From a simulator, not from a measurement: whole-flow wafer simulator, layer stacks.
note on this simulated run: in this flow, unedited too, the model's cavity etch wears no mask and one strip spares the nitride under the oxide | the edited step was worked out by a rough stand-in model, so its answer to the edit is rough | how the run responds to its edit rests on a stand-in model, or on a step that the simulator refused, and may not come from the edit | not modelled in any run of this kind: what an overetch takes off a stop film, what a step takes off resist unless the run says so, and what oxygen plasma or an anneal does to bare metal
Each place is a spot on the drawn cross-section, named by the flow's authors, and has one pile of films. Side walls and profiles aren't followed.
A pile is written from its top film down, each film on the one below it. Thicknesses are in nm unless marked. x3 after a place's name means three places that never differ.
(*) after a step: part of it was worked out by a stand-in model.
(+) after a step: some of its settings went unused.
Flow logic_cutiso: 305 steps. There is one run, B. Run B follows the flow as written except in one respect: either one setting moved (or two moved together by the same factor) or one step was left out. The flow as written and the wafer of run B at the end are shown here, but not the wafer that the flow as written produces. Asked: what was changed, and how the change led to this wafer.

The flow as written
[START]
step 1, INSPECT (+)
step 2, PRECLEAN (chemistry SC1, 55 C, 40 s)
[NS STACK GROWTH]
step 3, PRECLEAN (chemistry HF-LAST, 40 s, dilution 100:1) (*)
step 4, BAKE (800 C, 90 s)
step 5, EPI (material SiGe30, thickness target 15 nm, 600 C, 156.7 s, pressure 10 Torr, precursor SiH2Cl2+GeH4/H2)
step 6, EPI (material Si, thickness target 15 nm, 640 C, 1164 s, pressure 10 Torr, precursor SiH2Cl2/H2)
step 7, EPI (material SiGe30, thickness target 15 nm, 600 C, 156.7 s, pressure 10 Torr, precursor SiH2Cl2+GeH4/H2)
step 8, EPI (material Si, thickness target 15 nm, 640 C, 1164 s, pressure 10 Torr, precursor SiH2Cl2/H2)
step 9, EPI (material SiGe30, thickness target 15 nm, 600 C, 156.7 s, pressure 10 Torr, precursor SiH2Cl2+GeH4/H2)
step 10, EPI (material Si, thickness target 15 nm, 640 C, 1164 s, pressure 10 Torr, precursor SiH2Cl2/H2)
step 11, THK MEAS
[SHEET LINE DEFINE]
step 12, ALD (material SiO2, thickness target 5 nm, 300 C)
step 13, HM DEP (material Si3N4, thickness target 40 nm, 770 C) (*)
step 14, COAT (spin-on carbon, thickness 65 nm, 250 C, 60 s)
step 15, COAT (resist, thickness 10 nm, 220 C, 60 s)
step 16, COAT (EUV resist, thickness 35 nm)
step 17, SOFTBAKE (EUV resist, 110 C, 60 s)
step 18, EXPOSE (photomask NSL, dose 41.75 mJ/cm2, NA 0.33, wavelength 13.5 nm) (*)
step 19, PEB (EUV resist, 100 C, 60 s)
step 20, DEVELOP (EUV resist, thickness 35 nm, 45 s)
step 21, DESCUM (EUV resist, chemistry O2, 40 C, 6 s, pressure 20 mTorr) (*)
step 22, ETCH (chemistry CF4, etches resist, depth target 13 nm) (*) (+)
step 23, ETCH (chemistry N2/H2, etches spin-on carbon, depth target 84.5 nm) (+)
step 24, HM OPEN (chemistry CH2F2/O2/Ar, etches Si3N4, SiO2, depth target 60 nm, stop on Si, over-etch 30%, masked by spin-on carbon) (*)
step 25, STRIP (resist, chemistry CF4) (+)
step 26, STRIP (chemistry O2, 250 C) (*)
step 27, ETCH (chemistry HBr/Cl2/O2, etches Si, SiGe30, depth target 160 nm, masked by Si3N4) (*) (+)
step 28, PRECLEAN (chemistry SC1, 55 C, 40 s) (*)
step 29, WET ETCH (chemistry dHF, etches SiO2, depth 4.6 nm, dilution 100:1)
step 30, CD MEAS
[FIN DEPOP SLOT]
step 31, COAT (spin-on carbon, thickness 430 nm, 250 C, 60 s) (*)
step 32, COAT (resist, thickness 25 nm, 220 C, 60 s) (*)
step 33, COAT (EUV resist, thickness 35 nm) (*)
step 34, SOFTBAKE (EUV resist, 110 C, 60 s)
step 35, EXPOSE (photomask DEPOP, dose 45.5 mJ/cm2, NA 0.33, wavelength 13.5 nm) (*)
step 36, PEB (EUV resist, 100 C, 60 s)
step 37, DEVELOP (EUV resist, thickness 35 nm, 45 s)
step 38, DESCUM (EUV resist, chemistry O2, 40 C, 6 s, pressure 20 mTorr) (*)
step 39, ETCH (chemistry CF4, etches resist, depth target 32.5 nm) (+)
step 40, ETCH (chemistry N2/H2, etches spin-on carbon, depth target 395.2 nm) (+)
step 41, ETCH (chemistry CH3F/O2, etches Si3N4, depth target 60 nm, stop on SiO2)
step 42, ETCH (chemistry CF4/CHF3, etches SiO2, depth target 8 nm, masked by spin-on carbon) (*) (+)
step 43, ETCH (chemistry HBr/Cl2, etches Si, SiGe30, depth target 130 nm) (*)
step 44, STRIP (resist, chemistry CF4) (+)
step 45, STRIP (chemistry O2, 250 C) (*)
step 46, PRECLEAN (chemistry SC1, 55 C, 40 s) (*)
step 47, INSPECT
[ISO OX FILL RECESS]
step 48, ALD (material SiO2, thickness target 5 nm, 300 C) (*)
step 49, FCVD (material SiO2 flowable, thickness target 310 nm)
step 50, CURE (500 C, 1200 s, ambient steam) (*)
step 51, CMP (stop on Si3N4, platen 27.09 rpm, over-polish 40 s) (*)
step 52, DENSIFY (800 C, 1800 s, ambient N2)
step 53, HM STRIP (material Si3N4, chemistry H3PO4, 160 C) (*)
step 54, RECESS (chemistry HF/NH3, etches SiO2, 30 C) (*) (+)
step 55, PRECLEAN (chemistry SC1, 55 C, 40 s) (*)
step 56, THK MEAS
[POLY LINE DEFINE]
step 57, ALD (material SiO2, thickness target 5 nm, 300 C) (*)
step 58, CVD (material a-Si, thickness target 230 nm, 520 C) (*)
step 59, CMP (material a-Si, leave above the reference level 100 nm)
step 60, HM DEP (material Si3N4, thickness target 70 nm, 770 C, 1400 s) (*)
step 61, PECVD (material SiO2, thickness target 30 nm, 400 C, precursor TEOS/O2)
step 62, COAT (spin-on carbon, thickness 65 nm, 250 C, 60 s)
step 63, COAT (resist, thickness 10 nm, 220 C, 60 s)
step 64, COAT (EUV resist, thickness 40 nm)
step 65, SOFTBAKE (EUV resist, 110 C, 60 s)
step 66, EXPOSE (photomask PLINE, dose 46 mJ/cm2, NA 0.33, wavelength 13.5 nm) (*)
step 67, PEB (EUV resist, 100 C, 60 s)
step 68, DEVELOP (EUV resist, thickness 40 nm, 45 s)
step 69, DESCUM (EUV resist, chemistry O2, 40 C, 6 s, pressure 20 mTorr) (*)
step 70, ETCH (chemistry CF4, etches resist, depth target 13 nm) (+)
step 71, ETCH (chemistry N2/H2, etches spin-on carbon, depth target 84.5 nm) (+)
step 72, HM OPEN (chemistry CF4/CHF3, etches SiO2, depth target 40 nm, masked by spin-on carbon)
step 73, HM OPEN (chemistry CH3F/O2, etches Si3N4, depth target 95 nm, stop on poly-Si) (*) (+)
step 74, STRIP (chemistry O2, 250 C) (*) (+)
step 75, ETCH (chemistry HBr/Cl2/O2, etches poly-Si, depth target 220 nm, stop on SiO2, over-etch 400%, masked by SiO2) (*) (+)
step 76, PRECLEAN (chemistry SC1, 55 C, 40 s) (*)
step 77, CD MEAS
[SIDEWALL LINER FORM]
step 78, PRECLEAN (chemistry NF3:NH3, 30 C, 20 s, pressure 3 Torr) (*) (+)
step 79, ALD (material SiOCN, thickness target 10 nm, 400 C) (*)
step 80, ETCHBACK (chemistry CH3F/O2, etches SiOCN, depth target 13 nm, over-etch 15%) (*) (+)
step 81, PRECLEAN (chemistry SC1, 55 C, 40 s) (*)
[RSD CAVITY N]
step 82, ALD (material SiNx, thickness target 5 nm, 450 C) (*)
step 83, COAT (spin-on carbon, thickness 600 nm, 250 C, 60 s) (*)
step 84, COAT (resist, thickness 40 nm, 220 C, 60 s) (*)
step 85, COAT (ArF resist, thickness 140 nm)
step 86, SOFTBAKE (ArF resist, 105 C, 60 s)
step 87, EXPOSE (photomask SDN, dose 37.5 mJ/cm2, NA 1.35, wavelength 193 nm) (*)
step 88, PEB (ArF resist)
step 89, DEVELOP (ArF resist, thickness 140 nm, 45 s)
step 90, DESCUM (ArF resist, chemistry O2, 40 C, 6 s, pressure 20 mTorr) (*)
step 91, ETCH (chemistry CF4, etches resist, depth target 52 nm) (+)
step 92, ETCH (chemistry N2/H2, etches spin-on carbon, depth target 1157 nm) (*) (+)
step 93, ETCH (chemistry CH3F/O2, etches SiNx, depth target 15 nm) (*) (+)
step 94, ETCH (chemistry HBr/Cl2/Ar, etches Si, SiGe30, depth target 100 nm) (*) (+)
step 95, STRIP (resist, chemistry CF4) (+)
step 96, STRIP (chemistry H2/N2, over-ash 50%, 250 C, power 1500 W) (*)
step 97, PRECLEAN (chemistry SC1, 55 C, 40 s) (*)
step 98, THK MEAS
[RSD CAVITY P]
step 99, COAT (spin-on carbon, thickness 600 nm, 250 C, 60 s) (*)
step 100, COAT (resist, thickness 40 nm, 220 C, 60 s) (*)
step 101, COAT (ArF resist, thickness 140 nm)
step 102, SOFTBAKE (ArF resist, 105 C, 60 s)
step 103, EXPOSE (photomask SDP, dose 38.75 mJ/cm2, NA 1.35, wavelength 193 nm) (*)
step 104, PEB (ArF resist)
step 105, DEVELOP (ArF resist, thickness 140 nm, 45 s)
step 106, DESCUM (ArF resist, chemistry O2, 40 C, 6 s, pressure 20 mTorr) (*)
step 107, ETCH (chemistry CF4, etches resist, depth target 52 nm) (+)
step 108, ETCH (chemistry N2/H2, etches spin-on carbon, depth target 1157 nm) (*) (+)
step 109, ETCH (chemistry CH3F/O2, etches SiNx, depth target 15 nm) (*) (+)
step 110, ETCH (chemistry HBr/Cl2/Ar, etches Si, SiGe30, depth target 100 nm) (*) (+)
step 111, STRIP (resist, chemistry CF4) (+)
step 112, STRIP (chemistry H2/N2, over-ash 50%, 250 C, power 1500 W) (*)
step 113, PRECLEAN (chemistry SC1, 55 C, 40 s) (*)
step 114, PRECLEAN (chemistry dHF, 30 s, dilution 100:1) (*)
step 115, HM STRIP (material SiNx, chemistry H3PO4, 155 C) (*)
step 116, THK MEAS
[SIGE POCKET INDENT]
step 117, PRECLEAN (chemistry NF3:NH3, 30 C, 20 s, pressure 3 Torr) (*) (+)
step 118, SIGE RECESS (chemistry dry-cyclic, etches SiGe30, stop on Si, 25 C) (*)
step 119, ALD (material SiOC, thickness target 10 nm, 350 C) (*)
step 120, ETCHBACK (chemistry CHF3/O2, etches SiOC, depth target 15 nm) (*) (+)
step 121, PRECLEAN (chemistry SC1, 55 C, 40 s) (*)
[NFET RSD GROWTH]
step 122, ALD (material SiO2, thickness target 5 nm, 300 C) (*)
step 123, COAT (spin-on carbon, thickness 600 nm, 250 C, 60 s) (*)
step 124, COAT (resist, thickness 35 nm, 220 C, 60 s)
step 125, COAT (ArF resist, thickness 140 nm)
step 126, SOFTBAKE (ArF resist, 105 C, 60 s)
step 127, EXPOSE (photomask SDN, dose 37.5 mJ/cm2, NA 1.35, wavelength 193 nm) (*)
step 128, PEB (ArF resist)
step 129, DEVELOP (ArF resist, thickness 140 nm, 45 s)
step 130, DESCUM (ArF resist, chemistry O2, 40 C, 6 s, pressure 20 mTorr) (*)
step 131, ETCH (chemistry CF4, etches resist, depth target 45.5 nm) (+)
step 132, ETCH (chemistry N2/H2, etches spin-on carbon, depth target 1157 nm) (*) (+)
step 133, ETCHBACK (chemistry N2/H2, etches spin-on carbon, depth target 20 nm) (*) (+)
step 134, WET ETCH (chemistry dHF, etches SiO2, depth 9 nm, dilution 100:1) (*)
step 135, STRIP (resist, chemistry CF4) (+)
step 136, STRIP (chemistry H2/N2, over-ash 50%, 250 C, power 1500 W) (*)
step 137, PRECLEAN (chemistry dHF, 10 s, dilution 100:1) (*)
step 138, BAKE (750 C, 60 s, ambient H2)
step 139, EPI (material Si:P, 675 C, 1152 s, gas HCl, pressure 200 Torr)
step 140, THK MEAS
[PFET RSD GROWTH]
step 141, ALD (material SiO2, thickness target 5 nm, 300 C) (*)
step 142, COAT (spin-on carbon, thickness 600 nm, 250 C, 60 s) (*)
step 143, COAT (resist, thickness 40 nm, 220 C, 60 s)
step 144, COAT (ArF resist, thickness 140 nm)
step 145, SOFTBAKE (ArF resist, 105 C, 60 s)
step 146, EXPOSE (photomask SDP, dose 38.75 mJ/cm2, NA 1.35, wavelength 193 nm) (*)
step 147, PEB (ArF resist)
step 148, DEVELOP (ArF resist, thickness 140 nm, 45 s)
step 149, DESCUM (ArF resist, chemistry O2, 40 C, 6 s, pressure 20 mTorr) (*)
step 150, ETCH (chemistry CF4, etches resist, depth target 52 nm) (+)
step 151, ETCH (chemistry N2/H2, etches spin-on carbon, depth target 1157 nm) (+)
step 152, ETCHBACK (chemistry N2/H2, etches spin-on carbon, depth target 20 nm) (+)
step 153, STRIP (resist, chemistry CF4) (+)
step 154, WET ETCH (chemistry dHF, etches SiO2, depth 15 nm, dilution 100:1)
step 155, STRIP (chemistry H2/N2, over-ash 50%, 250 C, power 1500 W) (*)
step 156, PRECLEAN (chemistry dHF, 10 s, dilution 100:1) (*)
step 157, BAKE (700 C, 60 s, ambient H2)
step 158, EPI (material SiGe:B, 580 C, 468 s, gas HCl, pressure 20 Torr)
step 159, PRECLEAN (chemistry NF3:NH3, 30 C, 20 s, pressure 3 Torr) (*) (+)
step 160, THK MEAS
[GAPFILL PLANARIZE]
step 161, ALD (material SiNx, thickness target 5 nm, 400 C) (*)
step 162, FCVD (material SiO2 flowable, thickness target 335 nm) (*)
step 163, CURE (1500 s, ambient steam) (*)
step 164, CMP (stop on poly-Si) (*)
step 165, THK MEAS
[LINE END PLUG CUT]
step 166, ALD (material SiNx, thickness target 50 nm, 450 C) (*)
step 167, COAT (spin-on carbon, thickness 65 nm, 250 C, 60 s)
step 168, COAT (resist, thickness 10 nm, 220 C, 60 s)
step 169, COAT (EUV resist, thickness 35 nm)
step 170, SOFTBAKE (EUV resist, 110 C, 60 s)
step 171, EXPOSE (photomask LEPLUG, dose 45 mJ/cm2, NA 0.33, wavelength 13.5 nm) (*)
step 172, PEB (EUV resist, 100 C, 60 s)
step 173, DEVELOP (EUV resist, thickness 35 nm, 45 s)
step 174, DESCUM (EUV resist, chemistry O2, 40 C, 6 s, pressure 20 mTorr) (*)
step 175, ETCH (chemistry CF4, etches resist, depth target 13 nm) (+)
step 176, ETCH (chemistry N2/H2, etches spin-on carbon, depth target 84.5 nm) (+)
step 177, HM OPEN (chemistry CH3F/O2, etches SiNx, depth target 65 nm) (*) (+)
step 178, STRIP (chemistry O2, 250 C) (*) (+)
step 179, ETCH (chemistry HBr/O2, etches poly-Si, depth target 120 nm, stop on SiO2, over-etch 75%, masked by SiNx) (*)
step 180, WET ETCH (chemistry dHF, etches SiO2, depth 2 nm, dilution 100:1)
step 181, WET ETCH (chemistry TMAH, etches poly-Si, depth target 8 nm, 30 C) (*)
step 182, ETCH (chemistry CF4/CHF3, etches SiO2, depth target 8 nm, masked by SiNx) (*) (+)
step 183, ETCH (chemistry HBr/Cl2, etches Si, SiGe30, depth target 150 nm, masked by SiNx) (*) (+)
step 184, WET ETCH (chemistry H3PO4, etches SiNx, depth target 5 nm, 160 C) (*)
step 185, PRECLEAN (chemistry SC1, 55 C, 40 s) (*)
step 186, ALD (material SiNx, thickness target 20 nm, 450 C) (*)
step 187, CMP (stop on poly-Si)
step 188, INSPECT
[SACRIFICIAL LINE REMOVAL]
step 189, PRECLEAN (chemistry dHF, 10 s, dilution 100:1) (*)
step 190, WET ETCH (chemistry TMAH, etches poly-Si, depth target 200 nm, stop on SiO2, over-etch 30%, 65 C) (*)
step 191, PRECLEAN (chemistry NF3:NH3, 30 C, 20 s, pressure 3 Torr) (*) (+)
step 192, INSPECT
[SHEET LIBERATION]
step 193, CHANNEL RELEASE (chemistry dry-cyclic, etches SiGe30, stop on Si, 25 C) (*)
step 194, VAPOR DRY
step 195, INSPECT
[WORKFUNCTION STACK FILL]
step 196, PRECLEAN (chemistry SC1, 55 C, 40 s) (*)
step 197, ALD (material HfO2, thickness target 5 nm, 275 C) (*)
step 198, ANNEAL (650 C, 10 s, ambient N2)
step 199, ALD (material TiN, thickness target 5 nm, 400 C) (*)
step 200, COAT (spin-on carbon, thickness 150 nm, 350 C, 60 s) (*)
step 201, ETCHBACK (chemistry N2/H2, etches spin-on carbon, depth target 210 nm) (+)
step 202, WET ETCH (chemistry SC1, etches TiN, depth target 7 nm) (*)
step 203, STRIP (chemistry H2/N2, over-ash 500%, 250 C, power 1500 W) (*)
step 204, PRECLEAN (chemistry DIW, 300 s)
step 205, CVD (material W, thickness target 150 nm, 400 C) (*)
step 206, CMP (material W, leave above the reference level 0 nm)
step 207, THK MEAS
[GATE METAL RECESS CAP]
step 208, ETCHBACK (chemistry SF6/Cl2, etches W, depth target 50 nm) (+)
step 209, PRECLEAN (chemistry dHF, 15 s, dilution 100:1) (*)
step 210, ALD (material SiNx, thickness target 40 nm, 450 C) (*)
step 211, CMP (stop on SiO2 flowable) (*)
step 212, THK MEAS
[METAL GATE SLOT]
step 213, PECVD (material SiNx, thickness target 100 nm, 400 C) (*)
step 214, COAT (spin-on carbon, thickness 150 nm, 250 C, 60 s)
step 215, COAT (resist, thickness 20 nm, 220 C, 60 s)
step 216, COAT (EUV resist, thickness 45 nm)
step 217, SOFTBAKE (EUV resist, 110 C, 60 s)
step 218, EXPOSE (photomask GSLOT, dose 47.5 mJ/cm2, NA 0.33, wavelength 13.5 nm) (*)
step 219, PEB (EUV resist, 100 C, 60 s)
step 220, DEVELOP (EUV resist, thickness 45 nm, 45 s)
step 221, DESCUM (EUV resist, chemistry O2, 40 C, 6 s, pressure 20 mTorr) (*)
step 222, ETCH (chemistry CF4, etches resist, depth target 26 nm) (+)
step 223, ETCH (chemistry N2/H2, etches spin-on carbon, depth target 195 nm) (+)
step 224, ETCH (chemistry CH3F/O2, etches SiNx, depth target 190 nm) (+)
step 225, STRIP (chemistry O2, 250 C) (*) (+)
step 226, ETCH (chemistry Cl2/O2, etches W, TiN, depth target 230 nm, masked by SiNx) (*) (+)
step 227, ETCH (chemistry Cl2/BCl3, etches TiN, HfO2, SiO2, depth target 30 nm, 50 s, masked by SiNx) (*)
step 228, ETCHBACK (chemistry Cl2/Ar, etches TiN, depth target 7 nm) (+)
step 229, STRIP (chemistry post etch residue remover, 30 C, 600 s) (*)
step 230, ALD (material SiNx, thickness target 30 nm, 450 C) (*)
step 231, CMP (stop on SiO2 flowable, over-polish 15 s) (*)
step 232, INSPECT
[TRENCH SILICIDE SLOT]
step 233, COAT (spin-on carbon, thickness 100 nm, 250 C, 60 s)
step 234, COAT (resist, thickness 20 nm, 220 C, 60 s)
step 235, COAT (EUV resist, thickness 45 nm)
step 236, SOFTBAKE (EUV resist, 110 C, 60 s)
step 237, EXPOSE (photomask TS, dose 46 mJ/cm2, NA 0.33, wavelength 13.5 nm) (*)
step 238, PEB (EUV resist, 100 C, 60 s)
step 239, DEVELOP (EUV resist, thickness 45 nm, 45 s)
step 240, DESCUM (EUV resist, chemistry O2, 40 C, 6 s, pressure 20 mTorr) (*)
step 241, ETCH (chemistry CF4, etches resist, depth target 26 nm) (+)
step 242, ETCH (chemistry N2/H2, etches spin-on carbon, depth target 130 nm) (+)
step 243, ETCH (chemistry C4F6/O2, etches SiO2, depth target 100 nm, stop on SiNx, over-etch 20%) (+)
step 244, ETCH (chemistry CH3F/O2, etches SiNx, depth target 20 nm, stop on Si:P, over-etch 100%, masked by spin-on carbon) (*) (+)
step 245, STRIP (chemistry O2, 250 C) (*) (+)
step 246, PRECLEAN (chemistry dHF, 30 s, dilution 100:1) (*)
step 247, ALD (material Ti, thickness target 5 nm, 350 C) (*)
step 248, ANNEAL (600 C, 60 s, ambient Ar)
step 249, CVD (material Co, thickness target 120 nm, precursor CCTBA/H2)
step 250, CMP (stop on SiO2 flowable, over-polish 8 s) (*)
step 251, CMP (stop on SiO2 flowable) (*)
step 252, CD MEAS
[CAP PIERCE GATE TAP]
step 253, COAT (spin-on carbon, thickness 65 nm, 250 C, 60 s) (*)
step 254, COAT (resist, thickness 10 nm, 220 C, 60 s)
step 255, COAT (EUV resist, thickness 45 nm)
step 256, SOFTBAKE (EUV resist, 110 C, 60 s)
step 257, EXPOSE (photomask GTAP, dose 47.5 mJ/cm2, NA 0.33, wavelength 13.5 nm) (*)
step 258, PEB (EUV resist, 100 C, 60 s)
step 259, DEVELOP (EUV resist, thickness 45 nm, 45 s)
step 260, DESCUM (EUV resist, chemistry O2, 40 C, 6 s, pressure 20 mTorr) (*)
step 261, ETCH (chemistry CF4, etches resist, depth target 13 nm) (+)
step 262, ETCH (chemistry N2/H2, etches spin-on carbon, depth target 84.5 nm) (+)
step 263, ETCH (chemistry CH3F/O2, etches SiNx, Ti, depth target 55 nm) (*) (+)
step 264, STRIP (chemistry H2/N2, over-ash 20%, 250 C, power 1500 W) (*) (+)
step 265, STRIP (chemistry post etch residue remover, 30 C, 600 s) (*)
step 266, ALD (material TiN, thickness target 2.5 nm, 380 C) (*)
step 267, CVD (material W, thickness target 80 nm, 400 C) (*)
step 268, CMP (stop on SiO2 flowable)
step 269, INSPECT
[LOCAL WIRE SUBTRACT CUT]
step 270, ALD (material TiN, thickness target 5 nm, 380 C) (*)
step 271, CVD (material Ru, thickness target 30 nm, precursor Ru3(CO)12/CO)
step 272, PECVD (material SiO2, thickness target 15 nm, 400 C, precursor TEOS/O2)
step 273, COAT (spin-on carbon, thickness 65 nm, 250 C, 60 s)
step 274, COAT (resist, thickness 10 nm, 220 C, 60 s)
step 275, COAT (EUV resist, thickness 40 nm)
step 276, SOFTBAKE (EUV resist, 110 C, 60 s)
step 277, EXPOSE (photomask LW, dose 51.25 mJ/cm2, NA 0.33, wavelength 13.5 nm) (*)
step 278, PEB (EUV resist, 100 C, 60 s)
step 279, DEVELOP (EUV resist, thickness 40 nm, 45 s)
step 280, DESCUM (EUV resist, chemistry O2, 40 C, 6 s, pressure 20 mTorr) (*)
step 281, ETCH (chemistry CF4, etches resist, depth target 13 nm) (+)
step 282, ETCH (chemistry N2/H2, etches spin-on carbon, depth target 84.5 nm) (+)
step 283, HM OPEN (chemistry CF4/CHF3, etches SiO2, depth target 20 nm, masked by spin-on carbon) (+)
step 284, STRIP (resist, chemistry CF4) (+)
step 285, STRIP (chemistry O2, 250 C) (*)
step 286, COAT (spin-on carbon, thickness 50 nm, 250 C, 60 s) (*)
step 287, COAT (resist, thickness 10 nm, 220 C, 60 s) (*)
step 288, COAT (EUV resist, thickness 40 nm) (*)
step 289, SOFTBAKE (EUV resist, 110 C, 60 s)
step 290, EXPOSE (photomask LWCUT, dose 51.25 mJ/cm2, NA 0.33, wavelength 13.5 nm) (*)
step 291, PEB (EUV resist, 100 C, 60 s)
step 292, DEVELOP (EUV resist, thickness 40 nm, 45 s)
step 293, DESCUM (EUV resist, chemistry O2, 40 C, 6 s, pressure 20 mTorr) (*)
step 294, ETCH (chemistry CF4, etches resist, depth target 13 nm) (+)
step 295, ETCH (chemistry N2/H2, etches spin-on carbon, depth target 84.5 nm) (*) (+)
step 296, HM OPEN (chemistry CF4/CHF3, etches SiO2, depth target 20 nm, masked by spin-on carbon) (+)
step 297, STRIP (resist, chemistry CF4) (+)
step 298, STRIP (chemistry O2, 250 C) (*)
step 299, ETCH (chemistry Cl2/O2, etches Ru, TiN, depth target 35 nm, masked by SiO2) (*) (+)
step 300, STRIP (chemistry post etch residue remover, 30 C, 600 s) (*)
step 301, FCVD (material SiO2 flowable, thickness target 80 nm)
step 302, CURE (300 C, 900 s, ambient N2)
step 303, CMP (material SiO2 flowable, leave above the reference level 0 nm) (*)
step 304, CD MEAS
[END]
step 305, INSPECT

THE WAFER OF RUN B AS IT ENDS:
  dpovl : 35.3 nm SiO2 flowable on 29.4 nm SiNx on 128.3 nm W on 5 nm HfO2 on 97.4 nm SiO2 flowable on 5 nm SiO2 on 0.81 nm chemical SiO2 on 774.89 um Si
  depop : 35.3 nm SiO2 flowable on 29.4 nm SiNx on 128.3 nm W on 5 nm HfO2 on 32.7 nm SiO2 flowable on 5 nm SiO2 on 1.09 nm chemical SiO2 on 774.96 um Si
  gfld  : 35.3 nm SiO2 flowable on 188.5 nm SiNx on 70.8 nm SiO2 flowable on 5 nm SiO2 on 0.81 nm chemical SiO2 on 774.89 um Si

The reason: step 27, ETCH: depth target 192 nm was run, while the flow as written has depth target 160 nm.

The path from the change to this, step by step:
  step 27, ETCH (chemistry HBr/Cl2/O2, etches Si, SiGe30, depth target 160 nm, masked by Si3N4) (*) (+)
      depop, gl, glp and 12 more: Si3N4 loses 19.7 (as written it would have been: Si3N4 loses 16.8)
      gfld, gxf, iso, lnri: chemical SiO2 loses 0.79 (all of it), Si loses 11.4 (all of it), SiGe30 loses 15 (all of it), Si loses 15 (all of it), SiGe30 loses 15 (all of it), Si loses 15 (all of it), SiGe30 loses 15 (all of it), Si loses 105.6 (as written it would have been: chemical SiO2 loses 0.79 (all of it), Si loses 11.4 (all of it), SiGe30 loses 15 (all of it), Si loses 15 (all of it), SiGe30 loses 15 (all of it), Si loses 15 (all of it), SiGe30 loses 15 (all of it), Si loses 73.6)
      (also at 3 further places)
  step 31, COAT (spin-on carbon, thickness 430 nm, 250 C, 60 s) (*)
      depop, ns: spin-on carbon gains 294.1 (new film) (as written it would have been: spin-on carbon gains 312 (new film))
      dpovl, nsgap: spin-on carbon gains 514.9 (new film) (as written it would have been: spin-on carbon gains 503.7 (new film))
      (also at 13 further places)
  step 40, ETCH (chemistry N2/H2, etches spin-on carbon, depth target 395.2 nm) (+)
      depop: spin-on carbon loses 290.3 (all of it), Si3N4 loses 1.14 (as written it would have been: spin-on carbon loses 308.2 (all of it), Si3N4 loses 0.95)
  step 41, ETCH (chemistry CH3F/O2, etches Si3N4, depth target 60 nm, stop on SiO2)
      gfld, gl, glp and 17 more: resist loses 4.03 (as written it would have been: resist loses 4.65)
      depop: Si3N4 loses 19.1 (all of it), SiO2 loses 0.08 (as written it would have been: Si3N4 loses 22.2 (all of it), SiO2 loses 0.08)
      (also at 1 further place)
  step 42, ETCH (chemistry CF4/CHF3, etches SiO2, depth target 8 nm, masked by spin-on carbon) (*) (+)
      gxf: resist loses 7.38 (as written it would have been: resist loses 7.42 (all of it))
      gxn: resist loses 7.38 (as written it would have been: resist loses 7.31 (all of it))
      (also at 13 further places)
  step 43, ETCH (chemistry HBr/Cl2, etches Si, SiGe30, depth target 130 nm) (*)
      gxf: resist loses 0.81 (all of it), spin-on carbon loses 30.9 (as written it would have been: spin-on carbon loses 32)
      gxn: resist loses 0.68 (all of it), spin-on carbon loses 31.1 (as written it would have been: spin-on carbon loses 32)
      (also at 5 further places)
  step 45, STRIP (chemistry O2, 250 C) (*)
      gfld, lnri: chemical SiO2 gains 0.82 (new film), spin-on carbon loses 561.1 (all of it), Si loses 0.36 (as written it would have been: chemical SiO2 gains 0.82 (new film), spin-on carbon loses 538.7 (all of it), Si loses 0.36)
      glp, tap: spin-on carbon loses 340.3 (all of it) (as written it would have been: spin-on carbon loses 347.6 (all of it))
      (also at 14 further places)
  step 49, FCVD (material SiO2 flowable, thickness target 310 nm)
      gl, glp, gxn and 10 more: SiO2 flowable gains 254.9 (new film) (as written it would have been: SiO2 flowable gains 262.2 (new film))
      gfld, gxf, iso, lnri: SiO2 flowable gains 475.7 (new film) (as written it would have been: SiO2 flowable gains 453.9 (new film))
      (also at 5 further places)
  step 51, CMP (stop on Si3N4, platen 27.09 rpm, over-polish 40 s) (*)
      dpovl, isow: SiO2 flowable loses 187 (as written it would have been: SiO2 flowable loses 200.4)
      gxn, gxp: SiO2 flowable loses 245.9 (all of it), SiO2 loses 5 (all of it), Si3N4 loses 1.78 (as written it would have been: SiO2 flowable loses 253 (all of it), SiO2 loses 5 (all of it), Si3N4 loses 1.78)
      (also at 18 further places)
  step 52, DENSIFY (800 C, 1800 s, ambient N2)
      gfld, gxf, iso, lnri: SiO2 flowable loses 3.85 (as written it would have been: SiO2 flowable loses 3.15)
  step 53, HM STRIP (material Si3N4, chemistry H3PO4, 160 C) (*)
      gl, glp, gxn and 11 more: Si3N4 loses 18.5 (all of it), SiO2 loses 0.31 (as written it would have been: Si3N4 loses 21.4 (all of it), SiO2 loses 0.36)
  step 54, RECESS (chemistry HF/NH3, etches SiO2, 30 C) (*) (+)
      gfld, gxf, iso, lnri: SiO2 flowable loses 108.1 (as written it would have been: SiO2 flowable loses 111.4)
      depop: SiO2 flowable loses 109.3 (as written it would have been: SiO2 flowable loses 111.9)
      (also at 3 further places)
